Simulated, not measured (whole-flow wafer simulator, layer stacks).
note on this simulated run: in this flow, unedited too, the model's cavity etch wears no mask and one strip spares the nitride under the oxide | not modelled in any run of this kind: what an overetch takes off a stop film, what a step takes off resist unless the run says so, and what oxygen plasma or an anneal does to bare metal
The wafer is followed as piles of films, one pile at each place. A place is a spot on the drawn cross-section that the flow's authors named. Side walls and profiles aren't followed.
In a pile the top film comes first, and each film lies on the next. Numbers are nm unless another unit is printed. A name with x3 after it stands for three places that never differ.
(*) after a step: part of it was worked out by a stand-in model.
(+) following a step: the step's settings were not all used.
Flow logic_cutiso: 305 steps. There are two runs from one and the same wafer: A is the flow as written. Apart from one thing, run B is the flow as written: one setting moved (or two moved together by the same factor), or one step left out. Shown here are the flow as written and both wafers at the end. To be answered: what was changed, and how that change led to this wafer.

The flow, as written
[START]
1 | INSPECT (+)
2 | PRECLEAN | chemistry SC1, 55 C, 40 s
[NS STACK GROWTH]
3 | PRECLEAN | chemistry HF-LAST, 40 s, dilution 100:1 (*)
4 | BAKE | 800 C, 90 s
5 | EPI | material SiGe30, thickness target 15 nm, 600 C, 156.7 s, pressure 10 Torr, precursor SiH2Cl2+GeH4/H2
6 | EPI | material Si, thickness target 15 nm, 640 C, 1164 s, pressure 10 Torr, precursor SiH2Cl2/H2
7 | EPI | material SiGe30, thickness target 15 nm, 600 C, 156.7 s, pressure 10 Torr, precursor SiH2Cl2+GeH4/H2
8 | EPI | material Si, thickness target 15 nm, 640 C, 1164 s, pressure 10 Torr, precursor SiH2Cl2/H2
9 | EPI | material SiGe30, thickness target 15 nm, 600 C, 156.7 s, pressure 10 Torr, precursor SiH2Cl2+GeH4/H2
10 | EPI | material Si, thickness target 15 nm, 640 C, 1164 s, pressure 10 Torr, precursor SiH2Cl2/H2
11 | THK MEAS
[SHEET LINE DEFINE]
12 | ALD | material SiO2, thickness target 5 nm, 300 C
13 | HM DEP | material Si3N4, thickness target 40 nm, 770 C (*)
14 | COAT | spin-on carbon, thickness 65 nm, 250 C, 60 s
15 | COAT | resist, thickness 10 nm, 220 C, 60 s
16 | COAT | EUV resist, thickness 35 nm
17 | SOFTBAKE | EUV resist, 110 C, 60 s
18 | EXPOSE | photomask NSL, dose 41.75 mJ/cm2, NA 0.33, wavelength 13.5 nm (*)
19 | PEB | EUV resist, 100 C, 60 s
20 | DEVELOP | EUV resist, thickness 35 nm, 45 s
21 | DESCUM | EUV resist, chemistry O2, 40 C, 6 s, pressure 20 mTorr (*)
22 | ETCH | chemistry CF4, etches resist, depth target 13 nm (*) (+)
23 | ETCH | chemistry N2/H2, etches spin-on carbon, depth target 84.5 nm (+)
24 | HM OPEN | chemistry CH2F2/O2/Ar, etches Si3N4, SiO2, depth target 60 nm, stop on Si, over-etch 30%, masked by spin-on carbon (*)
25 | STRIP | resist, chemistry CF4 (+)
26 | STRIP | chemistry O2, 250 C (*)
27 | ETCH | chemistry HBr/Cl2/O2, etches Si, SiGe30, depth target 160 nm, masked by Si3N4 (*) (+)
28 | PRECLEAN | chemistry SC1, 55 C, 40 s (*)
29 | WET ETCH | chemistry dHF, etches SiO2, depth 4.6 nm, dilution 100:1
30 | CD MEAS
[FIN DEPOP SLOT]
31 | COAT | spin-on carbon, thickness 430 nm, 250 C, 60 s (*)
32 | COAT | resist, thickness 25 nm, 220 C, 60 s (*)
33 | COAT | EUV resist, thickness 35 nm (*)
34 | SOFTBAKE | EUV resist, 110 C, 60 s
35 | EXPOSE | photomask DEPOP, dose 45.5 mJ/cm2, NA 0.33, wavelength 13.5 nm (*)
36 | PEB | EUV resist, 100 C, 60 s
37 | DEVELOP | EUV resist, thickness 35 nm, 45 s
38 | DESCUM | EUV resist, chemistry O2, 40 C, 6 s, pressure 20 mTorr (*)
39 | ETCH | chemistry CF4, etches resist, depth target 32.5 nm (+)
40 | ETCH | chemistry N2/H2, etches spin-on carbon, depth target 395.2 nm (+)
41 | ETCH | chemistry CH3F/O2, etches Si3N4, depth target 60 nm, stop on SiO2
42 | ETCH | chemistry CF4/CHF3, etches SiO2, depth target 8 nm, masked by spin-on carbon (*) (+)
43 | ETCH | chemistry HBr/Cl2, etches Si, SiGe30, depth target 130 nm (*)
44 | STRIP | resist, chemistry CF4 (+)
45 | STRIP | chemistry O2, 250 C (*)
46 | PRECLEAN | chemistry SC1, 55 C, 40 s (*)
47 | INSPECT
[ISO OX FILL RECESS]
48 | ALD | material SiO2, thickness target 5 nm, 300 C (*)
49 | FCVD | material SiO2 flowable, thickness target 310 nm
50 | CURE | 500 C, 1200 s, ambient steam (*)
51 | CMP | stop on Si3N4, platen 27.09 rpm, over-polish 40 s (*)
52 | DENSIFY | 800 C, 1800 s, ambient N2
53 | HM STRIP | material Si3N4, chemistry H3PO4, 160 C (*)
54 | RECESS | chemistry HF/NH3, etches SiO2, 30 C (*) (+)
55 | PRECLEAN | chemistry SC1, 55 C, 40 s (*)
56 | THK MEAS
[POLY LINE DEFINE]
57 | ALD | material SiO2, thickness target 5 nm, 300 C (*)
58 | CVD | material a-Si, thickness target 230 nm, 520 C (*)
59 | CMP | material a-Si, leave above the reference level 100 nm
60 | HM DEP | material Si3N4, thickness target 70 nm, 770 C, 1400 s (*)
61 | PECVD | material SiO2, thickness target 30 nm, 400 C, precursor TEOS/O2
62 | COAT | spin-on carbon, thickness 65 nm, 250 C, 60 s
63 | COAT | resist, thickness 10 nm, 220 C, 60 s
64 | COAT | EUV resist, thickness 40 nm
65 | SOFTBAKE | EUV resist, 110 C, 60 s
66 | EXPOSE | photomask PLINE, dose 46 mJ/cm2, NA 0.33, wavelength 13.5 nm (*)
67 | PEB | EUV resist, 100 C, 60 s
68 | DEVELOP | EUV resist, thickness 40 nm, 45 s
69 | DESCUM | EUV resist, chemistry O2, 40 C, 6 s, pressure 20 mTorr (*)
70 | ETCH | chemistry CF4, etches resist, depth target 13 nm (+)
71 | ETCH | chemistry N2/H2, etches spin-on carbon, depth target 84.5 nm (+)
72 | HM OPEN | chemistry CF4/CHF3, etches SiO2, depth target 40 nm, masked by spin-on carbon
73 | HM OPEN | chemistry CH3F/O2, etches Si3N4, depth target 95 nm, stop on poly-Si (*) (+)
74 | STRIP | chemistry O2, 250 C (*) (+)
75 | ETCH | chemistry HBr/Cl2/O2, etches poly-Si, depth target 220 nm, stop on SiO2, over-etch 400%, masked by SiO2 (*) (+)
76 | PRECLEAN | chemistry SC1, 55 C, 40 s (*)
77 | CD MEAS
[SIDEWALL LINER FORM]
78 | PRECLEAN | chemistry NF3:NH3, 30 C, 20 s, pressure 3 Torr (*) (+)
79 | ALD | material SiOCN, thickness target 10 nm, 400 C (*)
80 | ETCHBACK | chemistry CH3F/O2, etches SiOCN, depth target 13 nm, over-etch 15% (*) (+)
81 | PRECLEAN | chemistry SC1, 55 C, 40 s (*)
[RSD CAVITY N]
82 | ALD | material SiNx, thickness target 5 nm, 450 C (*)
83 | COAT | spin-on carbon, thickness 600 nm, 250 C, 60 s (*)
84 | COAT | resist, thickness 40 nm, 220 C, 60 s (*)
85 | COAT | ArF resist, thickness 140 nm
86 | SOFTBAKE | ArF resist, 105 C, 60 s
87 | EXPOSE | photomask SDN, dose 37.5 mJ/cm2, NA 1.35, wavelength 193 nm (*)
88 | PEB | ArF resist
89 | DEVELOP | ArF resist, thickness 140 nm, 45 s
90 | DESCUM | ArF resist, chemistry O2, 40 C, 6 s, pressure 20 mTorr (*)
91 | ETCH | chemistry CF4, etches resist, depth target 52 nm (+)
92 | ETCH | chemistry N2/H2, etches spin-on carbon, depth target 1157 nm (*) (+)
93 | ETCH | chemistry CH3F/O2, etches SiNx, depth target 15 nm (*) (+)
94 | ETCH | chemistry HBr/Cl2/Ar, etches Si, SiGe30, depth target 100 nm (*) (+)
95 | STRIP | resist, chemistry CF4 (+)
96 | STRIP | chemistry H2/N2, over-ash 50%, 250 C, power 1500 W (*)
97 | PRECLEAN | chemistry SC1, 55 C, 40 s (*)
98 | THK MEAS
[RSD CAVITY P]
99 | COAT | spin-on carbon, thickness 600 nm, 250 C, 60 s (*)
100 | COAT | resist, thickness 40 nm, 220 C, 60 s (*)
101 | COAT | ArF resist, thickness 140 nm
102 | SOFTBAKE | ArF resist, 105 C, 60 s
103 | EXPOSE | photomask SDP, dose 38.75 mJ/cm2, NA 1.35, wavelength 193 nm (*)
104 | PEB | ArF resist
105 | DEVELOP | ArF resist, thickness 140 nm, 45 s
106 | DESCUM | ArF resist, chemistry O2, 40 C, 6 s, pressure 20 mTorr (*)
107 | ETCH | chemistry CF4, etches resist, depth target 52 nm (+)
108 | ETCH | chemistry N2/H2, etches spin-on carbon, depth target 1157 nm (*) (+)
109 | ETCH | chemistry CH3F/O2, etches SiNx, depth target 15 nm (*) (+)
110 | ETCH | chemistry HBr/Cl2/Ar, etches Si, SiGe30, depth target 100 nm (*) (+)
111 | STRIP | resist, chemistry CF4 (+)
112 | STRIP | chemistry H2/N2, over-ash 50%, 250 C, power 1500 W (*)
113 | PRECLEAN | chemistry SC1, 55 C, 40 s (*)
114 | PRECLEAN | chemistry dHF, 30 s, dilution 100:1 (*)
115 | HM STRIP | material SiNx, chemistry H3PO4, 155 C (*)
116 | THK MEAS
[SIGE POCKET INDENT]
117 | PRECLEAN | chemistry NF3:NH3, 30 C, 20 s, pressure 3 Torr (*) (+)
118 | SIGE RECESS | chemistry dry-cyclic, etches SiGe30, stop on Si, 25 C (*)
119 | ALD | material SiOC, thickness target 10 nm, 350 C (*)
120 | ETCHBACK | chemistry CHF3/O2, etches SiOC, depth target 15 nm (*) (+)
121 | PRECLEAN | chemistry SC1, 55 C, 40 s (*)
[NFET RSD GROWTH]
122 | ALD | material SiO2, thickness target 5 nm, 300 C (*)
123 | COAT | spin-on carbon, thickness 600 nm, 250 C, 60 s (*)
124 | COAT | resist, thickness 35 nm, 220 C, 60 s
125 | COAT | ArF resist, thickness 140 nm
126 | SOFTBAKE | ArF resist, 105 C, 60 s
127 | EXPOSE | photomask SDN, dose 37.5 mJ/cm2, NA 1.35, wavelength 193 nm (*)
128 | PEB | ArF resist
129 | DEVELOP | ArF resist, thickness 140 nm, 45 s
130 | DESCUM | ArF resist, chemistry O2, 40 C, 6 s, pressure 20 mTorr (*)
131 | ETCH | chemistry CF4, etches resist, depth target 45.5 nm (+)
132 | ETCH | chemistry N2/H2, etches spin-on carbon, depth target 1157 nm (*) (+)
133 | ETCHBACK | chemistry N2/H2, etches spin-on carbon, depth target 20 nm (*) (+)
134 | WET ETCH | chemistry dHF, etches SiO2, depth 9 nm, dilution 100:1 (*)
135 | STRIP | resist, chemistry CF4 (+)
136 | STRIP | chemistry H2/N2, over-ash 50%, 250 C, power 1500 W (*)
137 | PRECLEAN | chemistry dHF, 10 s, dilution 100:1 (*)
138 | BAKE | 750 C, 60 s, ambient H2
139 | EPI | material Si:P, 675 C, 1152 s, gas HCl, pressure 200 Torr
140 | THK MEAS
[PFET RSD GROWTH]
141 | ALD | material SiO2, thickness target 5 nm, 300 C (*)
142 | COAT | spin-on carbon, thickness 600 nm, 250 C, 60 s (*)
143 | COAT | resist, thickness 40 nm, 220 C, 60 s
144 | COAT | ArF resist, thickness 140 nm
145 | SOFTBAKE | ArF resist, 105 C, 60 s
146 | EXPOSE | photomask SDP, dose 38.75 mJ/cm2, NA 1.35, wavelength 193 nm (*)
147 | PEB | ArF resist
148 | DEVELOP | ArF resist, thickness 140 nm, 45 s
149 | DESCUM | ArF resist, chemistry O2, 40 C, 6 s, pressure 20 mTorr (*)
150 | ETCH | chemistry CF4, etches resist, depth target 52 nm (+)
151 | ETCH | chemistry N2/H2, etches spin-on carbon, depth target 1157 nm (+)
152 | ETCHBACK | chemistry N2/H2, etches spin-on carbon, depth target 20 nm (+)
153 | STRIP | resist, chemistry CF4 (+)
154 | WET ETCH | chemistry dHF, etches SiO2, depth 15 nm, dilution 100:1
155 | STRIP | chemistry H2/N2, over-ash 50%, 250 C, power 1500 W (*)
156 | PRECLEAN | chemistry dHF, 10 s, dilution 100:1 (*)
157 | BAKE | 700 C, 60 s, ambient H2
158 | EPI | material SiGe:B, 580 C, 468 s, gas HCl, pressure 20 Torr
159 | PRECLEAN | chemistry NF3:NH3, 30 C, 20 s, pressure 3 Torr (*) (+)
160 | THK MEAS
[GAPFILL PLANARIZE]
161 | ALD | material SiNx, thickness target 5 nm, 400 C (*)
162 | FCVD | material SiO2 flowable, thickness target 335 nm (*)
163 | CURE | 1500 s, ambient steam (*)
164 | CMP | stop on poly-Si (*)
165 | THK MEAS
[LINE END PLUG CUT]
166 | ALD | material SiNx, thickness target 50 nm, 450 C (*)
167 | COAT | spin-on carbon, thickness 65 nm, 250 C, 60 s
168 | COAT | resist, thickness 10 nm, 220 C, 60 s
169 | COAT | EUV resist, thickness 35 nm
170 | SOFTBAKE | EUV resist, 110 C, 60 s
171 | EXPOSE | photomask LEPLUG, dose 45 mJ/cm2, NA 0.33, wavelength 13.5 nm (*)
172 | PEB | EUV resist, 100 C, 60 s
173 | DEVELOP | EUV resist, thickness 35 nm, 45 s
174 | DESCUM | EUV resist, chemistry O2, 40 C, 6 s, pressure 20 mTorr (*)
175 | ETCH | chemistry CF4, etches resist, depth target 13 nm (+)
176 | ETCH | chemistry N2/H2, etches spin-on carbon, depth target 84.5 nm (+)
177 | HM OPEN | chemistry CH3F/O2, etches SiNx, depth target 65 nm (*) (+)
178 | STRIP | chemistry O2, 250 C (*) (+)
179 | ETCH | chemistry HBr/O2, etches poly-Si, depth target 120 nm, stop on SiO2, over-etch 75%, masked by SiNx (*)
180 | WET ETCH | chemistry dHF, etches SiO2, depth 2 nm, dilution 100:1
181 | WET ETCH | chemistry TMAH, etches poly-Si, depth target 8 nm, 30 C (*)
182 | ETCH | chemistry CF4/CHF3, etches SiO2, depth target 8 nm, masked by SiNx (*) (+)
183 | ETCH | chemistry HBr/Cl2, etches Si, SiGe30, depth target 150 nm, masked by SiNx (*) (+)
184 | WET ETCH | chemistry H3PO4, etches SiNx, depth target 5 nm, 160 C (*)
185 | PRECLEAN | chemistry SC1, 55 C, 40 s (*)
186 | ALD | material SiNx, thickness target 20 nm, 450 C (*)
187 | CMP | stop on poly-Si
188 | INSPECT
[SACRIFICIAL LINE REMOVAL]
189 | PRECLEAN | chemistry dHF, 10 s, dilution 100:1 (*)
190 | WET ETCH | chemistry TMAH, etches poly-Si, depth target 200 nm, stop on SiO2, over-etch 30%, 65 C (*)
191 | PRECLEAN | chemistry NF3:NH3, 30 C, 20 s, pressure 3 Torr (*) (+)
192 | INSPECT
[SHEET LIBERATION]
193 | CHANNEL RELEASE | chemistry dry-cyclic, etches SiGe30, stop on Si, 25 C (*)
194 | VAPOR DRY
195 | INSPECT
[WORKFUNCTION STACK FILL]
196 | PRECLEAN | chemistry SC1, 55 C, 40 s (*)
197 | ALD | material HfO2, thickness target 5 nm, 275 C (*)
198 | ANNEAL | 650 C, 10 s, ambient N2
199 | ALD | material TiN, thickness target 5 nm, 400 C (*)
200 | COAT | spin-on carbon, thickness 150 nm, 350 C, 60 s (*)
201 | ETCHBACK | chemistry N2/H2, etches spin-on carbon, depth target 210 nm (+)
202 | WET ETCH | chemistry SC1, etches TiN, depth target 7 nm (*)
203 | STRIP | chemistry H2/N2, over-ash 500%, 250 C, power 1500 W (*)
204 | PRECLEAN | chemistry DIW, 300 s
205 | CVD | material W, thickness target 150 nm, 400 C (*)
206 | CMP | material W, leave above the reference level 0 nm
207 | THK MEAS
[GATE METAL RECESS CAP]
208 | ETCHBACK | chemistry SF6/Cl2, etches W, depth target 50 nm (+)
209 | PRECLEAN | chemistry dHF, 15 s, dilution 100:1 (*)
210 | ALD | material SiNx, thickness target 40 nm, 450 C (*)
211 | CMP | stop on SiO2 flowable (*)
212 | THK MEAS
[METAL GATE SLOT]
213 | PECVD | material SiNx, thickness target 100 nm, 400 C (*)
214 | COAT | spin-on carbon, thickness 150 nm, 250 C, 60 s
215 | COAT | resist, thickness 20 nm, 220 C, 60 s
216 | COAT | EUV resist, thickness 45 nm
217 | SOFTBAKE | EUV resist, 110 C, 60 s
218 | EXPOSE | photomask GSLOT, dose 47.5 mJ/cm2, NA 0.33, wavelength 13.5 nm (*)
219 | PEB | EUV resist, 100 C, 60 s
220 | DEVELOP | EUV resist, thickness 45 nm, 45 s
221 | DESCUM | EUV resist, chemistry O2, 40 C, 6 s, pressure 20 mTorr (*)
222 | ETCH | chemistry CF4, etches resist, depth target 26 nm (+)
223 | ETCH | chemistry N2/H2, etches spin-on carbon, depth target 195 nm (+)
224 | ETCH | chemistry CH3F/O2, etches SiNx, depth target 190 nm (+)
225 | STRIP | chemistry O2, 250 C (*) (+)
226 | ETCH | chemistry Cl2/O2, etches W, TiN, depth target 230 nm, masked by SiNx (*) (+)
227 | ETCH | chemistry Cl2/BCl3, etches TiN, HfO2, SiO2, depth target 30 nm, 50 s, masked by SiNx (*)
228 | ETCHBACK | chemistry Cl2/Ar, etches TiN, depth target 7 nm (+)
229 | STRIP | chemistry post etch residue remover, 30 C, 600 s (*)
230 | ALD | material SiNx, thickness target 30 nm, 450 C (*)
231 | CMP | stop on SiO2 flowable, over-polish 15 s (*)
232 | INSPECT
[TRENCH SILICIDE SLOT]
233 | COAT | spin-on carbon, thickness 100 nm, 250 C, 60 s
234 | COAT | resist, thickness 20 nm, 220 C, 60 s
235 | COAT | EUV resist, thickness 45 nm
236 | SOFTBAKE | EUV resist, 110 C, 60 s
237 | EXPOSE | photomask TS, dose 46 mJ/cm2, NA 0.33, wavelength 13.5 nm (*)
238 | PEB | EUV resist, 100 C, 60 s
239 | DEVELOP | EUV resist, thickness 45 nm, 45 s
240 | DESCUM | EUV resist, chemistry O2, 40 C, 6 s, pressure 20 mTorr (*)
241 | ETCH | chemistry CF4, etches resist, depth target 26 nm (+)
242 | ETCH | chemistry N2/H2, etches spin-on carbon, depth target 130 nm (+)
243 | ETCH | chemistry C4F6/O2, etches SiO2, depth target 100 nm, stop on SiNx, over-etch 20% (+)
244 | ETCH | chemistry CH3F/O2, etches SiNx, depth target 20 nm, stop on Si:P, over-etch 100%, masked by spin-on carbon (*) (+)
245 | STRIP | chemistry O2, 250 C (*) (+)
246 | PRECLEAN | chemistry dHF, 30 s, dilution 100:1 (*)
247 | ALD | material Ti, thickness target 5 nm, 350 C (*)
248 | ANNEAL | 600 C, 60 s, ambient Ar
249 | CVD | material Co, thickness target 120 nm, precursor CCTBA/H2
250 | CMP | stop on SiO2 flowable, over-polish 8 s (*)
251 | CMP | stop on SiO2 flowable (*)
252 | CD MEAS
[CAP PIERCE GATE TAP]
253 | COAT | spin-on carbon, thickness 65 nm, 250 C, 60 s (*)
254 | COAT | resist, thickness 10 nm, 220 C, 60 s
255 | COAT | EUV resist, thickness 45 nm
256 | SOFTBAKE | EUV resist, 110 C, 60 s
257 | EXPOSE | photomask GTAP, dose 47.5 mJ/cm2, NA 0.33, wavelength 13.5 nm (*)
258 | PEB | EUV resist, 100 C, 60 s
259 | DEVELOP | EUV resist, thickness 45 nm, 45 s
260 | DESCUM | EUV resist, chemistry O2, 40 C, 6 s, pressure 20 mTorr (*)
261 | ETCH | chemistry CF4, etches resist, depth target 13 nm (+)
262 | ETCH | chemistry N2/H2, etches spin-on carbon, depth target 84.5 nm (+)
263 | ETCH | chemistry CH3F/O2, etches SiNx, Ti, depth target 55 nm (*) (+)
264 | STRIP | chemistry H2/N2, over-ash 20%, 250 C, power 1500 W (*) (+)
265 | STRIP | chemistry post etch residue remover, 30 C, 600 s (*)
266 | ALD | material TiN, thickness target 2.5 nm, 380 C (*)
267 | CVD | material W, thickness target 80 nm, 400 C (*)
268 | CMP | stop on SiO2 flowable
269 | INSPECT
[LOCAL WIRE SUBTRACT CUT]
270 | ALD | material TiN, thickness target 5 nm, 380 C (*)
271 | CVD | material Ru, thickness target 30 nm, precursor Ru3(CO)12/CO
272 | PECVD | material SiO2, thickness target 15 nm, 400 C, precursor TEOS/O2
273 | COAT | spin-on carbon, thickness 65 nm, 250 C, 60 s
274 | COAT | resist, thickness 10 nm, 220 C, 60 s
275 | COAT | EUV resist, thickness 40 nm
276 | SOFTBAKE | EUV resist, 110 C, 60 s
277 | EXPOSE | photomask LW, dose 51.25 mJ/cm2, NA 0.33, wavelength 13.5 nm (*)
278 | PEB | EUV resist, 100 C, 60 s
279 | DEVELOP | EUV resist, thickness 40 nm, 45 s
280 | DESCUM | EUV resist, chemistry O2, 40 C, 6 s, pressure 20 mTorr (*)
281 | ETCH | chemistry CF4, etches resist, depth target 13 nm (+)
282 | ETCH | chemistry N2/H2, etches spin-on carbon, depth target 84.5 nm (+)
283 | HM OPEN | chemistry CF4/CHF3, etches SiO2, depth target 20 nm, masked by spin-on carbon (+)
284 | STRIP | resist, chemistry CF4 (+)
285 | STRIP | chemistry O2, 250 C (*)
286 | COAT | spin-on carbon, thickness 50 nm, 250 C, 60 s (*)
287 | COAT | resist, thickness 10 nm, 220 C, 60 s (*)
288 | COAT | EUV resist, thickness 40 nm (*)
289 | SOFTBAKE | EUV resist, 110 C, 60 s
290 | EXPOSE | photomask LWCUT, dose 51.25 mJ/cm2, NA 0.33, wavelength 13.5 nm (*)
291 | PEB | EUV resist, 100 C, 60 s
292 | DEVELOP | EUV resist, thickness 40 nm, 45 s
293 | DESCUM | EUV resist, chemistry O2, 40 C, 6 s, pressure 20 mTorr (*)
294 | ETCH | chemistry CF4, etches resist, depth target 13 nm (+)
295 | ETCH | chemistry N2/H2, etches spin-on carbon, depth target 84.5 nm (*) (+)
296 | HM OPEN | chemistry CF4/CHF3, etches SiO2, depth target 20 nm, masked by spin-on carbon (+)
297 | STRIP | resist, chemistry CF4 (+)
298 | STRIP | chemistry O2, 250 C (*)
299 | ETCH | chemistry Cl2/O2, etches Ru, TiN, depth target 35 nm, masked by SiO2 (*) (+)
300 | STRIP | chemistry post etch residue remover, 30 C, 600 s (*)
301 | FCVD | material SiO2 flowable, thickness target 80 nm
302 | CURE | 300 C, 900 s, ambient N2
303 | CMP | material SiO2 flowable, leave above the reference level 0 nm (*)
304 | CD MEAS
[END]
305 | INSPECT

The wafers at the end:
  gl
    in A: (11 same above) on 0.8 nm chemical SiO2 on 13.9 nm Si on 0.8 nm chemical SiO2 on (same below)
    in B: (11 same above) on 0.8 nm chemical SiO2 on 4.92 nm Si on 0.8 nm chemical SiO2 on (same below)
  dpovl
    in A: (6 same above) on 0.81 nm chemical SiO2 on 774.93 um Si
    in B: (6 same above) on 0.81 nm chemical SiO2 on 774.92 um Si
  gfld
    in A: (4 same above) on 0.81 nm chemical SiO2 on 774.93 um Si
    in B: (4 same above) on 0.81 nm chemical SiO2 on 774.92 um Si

Cause: step 8, EPI: thickness target 6 nm was run, while the flow as written has thickness target 15 nm; step 8, EPI: 465.8 s was run, where the flow has 1164 s.

The path from the change to this, step by step:
  8 | EPI | material Si, thickness target 15 nm, 640 C, 1164 s, pressure 10 Torr, precursor SiH2Cl2/H2
      depop, dpovl, gfld and 19 more: A +15 Si (new film) | B +6 Si (new film)
  27 | ETCH | chemistry HBr/Cl2/O2, etches Si, SiGe30, depth target 160 nm, masked by Si3N4 (*) (+)
      gfld, gxf, iso, lnri: A -0.79 chemical SiO2 (all of it), -11.4 Si (all of it), -15 SiGe30 (all of it), -15 Si (all of it), -15 SiGe30 (all of it), -15 Si (all of it), -15 SiGe30 (all of it), -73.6 Si | B -0.79 chemical SiO2 (all of it), -11.4 Si (all of it), -15 SiGe30 (all of it), -6 Si (all of it), -15 SiGe30 (all of it), -15 Si (all of it), -15 SiGe30 (all of it), -82.6 Si
      dpovl, nsgap: A -0.79 chemical SiO2 (all of it), -11.8 Si (all of it), -15 SiGe30 (all of it), -15 Si (all of it), -15 SiGe30 (all of it), -15 Si (all of it), -15 SiGe30 (all of it), -73.2 Si | B -0.79 chemical SiO2 (all of it), -11.8 Si (all of it), -15 SiGe30 (all of it), -6 Si (all of it), -15 SiGe30 (all of it), -15 Si (all of it), -15 SiGe30 (all of it), -82.2 Si
      (and at 1 other place as well)
  43 | ETCH | chemistry HBr/Cl2, etches Si, SiGe30, depth target 130 nm (*)
      depop: A -14 Si (all of it), -15 SiGe30 (all of it), -15 Si (all of it), -15 SiGe30 (all of it), -15 Si (all of it), -15 SiGe30 (all of it), -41 Si | B -14 Si (all of it), -15 SiGe30 (all of it), -6 Si (all of it), -15 SiGe30 (all of it), -15 Si (all of it), -15 SiGe30 (all of it), -50 Si
  94 | ETCH | chemistry HBr/Cl2/Ar, etches Si, SiGe30, depth target 100 nm (*) (+)
      rsdn, rsdx: A -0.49 chemical SiO2 (all of it), -12.8 Si (all of it), -15 SiGe30 (all of it), -15 Si (all of it), -15 SiGe30 (all of it), -15 Si (all of it), -15 SiGe30 (all of it), -12.2 Si | B -0.49 chemical SiO2 (all of it), -12.8 Si (all of it), -15 SiGe30 (all of it), -6 Si (all of it), -15 SiGe30 (all of it), -15 Si (all of it), -15 SiGe30 (all of it), -21.2 Si
  110 | ETCH | chemistry HBr/Cl2/Ar, etches Si, SiGe30, depth target 100 nm (*) (+)
      rsdp, rsdw: A -0.49 chemical SiO2 (all of it), -12.8 Si (all of it), -15 SiGe30 (all of it), -15 Si (all of it), -15 SiGe30 (all of it), -15 Si (all of it), -15 SiGe30 (all of it), -12.2 Si | B -0.49 chemical SiO2 (all of it), -12.8 Si (all of it), -15 SiGe30 (all of it), -6 Si (all of it), -15 SiGe30 (all of it), -15 Si (all of it), -15 SiGe30 (all of it), -21.2 Si
  183 | ETCH | chemistry HBr/Cl2, etches Si, SiGe30, depth target 150 nm, masked by SiNx (*) (+)
      plug: A -13.6 Si (all of it), -15 SiGe30 (all of it), -15 Si (all of it), -15 SiGe30 (all of it), -15 Si (all of it), -15 SiGe30 (all of it), -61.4 Si | B -13.6 Si (all of it), -15 SiGe30 (all of it), -6 Si (all of it), -15 SiGe30 (all of it), -15 Si (all of it), -15 SiGe30 (all of it), -70.4 Si
